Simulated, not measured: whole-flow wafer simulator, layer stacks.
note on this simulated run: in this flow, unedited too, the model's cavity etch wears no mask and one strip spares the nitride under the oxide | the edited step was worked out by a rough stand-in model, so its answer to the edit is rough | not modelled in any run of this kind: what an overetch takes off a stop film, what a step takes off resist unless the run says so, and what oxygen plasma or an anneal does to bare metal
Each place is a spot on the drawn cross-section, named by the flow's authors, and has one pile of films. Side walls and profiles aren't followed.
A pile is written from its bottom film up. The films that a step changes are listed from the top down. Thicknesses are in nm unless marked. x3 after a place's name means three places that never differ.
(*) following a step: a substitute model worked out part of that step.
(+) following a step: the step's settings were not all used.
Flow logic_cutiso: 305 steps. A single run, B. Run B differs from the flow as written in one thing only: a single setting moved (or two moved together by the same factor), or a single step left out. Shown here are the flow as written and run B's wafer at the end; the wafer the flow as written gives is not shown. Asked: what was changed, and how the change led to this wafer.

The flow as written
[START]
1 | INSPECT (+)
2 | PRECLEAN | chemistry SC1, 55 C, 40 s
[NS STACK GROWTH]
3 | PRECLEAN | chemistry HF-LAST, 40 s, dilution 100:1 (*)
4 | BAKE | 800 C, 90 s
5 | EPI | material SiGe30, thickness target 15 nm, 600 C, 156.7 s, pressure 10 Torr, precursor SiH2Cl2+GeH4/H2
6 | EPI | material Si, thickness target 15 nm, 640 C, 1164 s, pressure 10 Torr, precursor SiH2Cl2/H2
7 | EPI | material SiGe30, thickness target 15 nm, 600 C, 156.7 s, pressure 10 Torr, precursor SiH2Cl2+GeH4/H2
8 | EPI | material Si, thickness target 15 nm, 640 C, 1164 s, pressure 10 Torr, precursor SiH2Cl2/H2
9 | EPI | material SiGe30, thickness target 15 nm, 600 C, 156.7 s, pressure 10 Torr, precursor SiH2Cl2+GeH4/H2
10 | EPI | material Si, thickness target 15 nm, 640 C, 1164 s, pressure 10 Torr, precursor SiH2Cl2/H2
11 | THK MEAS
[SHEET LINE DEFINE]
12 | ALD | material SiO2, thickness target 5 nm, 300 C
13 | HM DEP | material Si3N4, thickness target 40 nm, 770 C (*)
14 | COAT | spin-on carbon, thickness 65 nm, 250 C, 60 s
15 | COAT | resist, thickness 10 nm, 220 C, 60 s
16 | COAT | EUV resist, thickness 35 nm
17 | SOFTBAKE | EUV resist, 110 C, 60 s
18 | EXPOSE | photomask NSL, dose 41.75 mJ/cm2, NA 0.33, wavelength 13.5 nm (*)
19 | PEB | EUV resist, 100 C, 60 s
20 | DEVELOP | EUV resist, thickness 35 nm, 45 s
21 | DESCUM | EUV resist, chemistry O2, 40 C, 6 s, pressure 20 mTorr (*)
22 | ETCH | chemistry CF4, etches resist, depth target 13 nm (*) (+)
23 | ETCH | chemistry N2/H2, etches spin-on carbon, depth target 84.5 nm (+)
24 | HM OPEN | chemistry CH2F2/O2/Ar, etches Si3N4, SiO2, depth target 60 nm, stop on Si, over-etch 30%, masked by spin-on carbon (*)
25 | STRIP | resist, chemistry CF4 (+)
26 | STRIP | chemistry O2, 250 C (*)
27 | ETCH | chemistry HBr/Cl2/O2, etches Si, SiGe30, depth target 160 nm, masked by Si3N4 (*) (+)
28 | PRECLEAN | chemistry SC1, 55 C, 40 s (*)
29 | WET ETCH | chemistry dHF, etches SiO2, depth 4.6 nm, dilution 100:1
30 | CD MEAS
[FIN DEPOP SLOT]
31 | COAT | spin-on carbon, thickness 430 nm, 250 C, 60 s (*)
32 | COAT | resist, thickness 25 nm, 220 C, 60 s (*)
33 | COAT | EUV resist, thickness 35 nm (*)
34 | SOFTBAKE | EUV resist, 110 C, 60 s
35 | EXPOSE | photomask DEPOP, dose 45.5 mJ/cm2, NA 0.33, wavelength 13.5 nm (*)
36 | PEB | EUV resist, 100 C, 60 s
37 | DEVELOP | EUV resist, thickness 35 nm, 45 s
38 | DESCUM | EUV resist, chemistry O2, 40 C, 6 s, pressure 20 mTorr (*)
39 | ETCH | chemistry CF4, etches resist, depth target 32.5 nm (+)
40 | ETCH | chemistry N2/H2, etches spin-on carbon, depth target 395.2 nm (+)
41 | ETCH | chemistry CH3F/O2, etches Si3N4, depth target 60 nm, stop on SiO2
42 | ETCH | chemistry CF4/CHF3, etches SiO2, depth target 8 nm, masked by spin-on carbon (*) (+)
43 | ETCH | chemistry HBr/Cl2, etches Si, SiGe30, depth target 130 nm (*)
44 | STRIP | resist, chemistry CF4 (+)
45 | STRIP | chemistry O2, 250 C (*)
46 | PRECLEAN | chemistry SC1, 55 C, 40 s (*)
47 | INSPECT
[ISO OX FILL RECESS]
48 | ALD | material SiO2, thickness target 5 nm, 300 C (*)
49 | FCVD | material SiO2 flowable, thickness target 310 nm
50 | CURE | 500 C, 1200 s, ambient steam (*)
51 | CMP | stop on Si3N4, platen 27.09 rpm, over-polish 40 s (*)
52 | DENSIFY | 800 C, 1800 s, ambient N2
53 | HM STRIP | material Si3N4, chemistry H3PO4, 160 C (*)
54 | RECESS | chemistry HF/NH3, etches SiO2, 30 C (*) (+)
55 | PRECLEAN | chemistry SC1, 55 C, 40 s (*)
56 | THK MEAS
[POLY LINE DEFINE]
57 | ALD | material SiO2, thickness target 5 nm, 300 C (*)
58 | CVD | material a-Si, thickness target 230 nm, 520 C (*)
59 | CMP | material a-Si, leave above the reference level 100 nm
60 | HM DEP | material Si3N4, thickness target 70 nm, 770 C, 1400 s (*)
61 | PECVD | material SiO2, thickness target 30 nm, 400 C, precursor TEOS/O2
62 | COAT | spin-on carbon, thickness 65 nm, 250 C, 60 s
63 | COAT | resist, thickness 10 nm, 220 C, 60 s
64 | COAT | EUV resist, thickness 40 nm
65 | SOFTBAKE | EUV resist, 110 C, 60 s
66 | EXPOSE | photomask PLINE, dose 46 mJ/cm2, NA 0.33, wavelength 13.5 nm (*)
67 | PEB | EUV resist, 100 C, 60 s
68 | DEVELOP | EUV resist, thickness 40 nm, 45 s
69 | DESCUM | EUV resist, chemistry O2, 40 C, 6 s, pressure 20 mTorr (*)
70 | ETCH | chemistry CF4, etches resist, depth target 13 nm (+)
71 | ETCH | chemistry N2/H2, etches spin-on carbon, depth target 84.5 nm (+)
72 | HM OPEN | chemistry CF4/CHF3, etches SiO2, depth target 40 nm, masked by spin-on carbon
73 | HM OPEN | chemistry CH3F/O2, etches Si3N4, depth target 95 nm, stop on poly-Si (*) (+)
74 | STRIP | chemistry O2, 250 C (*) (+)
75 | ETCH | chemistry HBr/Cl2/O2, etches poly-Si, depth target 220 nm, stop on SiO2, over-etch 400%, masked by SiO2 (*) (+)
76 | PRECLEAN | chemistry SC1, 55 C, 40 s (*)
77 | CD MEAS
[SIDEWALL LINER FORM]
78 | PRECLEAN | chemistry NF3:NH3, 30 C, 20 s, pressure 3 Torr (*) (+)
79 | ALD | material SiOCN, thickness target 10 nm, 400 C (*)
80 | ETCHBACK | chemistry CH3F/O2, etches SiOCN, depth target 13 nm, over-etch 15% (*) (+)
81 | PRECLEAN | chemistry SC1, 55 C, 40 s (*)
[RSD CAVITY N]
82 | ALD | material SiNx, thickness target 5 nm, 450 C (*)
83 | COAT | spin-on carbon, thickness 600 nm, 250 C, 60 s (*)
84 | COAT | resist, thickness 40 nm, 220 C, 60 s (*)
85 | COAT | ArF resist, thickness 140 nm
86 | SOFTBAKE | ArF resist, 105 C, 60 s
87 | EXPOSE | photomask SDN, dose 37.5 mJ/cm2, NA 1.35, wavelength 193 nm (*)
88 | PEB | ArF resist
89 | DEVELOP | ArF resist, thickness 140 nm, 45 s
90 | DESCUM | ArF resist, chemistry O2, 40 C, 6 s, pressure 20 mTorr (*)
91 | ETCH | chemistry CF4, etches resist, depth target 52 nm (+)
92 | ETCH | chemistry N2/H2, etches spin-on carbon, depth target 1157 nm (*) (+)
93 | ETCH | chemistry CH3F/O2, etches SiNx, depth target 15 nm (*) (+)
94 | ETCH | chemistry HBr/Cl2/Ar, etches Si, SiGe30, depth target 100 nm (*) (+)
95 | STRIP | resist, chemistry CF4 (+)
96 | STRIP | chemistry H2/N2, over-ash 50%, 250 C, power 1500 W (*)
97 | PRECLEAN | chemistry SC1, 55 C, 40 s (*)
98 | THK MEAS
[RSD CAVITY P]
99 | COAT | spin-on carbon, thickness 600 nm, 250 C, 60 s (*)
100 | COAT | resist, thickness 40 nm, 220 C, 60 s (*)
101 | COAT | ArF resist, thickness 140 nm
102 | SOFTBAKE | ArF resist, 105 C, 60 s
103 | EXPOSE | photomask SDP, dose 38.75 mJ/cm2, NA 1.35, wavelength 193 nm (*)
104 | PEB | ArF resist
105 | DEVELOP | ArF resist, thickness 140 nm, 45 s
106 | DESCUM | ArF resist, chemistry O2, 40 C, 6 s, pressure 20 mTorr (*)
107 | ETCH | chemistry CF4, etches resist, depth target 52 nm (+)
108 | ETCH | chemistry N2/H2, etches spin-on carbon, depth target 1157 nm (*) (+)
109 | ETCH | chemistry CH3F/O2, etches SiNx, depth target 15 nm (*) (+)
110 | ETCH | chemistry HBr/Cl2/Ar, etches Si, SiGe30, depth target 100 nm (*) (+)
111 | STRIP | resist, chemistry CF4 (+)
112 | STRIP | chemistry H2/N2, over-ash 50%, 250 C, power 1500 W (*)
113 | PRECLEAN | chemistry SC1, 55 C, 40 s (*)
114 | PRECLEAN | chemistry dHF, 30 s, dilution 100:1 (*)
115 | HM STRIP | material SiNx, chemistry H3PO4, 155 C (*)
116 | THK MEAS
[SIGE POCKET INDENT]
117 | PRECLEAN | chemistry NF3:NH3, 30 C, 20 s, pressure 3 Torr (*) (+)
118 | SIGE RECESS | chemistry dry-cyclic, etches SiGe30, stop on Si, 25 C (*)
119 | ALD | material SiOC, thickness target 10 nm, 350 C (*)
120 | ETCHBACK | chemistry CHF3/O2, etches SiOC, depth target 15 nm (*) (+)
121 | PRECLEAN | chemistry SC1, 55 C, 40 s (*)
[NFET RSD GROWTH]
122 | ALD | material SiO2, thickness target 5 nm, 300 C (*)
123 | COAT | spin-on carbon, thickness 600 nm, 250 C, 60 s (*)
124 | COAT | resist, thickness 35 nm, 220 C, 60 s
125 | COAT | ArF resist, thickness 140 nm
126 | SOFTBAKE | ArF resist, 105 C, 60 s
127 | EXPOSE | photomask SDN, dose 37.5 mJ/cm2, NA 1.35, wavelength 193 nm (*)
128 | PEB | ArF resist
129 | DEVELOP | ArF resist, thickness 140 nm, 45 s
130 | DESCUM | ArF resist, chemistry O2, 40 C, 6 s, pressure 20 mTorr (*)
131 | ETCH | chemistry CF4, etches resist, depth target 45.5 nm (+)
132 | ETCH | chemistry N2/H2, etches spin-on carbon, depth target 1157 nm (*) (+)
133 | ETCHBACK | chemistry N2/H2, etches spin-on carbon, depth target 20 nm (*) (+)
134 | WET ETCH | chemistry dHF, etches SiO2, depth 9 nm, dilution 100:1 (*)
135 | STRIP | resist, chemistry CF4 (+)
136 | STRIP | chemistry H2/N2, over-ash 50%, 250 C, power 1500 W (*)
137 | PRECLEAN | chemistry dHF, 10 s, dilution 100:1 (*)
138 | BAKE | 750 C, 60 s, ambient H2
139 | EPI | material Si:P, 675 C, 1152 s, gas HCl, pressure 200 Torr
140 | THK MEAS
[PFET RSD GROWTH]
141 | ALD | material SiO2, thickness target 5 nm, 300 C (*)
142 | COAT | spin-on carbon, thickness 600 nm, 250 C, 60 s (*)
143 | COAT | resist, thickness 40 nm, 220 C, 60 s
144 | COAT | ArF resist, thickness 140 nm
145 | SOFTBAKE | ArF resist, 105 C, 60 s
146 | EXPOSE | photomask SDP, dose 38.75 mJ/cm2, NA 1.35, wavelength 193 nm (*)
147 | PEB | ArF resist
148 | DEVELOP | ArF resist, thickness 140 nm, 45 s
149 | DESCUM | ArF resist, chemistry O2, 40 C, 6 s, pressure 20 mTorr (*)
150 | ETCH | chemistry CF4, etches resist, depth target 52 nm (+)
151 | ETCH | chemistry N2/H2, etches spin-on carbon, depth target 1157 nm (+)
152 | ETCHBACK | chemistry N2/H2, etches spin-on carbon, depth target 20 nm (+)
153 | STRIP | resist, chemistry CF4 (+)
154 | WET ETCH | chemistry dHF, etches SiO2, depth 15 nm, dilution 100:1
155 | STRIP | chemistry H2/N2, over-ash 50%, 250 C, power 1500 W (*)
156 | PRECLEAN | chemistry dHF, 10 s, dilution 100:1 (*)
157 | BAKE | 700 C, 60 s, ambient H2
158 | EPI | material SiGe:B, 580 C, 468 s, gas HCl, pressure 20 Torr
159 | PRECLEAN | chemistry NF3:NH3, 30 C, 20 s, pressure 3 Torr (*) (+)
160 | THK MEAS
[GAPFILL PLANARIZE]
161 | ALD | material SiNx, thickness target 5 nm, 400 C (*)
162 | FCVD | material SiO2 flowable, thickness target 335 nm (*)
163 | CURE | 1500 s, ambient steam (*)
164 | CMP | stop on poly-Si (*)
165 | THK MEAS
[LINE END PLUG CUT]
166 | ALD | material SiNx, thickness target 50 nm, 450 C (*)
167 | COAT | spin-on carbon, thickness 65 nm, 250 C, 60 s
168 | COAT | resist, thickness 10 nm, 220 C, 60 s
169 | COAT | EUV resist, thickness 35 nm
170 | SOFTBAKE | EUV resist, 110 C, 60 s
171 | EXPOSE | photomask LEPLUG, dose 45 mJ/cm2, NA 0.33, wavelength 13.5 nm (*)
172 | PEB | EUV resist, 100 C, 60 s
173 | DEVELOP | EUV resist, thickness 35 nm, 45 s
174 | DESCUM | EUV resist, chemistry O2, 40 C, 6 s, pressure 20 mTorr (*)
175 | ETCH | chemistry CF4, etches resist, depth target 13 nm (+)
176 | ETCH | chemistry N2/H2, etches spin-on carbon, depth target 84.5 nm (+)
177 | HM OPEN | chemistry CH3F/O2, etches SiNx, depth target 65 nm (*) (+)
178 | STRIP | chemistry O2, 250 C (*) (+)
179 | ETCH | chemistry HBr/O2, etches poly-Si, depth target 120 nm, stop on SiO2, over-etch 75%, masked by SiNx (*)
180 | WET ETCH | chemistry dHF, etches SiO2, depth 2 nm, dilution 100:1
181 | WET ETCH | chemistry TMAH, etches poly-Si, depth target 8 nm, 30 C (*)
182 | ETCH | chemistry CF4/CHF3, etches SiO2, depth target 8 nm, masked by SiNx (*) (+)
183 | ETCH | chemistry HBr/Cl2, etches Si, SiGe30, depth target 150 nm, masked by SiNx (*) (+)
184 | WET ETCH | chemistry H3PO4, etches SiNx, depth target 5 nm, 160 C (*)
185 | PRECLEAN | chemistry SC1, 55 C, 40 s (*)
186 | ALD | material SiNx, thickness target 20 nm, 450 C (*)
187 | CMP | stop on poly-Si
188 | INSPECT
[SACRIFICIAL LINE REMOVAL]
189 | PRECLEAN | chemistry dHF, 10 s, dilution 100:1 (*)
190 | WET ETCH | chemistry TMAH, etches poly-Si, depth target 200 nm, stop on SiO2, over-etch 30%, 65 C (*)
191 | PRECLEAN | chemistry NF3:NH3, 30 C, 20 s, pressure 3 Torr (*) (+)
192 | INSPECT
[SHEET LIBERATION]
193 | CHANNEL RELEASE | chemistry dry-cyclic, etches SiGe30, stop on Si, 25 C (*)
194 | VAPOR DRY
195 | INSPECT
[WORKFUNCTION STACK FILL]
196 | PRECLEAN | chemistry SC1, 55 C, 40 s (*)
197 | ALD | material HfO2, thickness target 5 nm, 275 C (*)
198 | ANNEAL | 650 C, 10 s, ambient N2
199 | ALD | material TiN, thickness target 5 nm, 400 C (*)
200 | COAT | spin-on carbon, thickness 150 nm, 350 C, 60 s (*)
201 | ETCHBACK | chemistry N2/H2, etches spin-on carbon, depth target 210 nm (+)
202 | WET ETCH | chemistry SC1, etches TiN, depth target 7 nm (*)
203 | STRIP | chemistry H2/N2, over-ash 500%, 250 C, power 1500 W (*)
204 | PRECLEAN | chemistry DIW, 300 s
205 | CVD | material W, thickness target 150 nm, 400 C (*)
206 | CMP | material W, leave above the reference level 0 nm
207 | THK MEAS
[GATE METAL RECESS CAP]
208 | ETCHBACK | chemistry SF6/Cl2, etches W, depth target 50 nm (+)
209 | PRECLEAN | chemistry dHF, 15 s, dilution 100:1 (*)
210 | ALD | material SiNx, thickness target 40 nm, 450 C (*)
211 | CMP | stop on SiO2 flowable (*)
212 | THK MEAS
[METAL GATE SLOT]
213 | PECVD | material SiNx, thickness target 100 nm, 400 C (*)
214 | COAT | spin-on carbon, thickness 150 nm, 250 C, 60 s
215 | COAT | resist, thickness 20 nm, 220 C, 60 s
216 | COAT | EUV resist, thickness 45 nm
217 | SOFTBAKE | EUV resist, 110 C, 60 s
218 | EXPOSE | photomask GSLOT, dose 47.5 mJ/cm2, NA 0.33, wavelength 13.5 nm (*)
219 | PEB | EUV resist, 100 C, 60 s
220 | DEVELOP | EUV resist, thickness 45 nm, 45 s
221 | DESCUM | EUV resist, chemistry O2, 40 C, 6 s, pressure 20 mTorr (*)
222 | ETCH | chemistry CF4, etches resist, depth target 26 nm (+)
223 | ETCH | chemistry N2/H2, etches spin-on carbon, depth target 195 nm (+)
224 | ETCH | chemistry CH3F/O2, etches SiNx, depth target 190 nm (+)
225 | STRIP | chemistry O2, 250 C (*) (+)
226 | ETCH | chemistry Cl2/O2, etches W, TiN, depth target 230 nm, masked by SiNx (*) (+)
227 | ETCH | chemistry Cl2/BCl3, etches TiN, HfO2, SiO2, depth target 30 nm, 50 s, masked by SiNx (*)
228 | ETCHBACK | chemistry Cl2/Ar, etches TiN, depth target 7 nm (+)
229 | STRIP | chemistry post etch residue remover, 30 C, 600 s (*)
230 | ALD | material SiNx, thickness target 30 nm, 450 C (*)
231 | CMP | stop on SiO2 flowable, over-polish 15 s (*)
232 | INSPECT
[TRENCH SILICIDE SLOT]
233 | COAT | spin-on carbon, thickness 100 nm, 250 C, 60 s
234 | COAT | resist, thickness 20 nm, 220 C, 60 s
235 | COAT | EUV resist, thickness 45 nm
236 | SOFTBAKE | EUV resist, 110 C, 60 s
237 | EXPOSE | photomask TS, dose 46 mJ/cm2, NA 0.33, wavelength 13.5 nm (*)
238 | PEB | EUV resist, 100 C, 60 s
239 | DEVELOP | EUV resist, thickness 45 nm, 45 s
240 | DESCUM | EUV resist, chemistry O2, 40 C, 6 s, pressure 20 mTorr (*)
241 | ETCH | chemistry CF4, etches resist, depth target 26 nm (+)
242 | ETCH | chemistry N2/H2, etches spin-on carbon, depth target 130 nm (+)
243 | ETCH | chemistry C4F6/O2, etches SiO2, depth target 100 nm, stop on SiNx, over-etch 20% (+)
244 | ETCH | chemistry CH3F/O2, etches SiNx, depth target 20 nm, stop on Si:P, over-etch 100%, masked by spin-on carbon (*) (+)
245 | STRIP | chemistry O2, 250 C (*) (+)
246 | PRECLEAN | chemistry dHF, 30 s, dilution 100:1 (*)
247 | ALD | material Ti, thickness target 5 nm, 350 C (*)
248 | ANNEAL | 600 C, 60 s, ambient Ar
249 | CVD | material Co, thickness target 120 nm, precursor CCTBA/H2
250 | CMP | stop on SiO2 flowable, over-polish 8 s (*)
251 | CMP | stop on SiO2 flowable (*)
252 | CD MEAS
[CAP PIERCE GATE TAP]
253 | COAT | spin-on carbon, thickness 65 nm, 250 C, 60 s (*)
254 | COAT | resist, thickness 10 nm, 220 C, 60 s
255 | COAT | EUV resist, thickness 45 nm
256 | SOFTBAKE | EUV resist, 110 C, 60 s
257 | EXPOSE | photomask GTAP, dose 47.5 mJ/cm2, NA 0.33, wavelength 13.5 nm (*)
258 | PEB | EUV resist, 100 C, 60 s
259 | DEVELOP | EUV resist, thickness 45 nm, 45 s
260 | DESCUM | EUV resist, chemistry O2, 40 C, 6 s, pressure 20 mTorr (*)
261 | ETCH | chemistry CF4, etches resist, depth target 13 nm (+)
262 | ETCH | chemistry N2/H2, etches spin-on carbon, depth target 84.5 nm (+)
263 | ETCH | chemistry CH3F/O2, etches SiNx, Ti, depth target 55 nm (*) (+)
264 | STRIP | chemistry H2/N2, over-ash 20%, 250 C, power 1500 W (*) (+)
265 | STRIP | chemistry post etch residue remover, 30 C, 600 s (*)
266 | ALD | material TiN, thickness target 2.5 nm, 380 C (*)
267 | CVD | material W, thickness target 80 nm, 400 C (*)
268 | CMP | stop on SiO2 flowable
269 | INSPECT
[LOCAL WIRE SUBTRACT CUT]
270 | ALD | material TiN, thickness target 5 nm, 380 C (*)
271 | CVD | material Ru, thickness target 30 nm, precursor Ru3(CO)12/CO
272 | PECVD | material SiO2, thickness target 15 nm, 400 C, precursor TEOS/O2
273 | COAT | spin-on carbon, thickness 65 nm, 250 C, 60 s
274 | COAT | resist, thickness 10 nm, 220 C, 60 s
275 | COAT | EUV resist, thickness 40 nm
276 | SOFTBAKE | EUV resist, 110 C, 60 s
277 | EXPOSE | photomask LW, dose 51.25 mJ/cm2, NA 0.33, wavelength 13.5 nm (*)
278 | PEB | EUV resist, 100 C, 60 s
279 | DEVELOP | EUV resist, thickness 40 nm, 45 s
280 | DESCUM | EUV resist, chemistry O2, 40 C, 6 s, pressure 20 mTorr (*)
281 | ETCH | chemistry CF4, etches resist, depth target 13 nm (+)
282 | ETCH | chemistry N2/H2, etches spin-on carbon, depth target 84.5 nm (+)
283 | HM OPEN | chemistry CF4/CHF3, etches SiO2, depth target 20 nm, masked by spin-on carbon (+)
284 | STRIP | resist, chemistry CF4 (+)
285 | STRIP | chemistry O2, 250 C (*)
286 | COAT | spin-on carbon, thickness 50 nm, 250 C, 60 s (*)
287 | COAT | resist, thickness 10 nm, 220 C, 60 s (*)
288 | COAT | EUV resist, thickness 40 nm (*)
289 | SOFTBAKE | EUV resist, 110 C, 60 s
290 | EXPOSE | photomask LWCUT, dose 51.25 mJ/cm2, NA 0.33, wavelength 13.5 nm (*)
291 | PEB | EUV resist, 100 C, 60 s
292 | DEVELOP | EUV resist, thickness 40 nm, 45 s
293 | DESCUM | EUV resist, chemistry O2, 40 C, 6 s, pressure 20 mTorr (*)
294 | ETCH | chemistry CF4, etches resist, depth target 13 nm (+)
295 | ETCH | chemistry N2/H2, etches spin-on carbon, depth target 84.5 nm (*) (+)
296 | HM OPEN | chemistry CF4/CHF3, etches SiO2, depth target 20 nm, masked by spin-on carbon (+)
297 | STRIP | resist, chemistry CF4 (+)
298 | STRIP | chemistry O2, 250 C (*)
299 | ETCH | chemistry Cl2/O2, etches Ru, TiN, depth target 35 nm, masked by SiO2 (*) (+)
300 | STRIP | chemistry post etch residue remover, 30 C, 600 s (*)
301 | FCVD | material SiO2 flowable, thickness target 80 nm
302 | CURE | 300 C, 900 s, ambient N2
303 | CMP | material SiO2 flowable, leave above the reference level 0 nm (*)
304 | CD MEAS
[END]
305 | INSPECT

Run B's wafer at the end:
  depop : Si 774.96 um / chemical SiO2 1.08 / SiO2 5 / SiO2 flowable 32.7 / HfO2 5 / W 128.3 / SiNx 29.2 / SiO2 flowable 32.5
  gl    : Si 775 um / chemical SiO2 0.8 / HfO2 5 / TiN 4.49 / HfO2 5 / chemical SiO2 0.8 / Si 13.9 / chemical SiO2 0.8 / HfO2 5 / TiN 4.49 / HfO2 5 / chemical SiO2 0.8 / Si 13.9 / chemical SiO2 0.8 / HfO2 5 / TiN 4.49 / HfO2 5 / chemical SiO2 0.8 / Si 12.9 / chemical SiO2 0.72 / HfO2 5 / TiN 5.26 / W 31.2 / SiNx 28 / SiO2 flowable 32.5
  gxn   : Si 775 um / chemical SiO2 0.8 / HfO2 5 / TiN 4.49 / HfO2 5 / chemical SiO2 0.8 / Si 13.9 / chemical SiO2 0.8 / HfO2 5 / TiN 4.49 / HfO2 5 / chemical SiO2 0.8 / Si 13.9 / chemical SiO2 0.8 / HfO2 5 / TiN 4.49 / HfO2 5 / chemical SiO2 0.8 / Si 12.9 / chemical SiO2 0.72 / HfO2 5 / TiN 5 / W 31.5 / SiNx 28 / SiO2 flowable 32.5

Cause: step 270, ALD: thickness target 2 nm was run, while the flow as written has thickness target 5 nm.

The path from the change to this, step by step:
  270 | ALD | material TiN, thickness target 5 nm, 380 C (*)
      depop, dpovl, gfld and 19 more: TiN gains 2 (new film) (it would be, as written: TiN gains 5 (new film))
  299 | ETCH | chemistry Cl2/O2, etches Ru, TiN, depth target 35 nm, masked by SiO2 (*) (+)
      depop, dpovl, gfld and 9 more: Ru loses 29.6 (all of it), TiN loses 2 (all of it), SiNx loses 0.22 (it would be, as written: Ru loses 29.6 (all of it), TiN loses 5 (all of it))
      iso, rsdx: Ru loses 29.6 (all of it), TiN loses 2 (all of it), SiO2 flowable loses 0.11 (it would be, as written: Ru loses 29.6 (all of it), TiN loses 5 (all of it))
      (as well as at 4 more places)
  301 | FCVD | material SiO2 flowable, thickness target 80 nm
      lnrt, rsdn, rsdp, tap: SiO2 flowable gains 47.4 (new film) (it would be, as written: SiO2 flowable gains 45.3 (new film))
  303 | CMP | material SiO2 flowable, leave above the reference level 0 nm (*)
      gfld, gl, glp and 10 more: SiO2 flowable loses 61.2 (it would be, as written: SiO2 flowable loses 59.2)
      depop, dpovl, isow, ns, nsgap: SiO2 flowable loses 47.5 (it would be, as written: SiO2 flowable loses 44.7)
      (as well as at 4 more places)
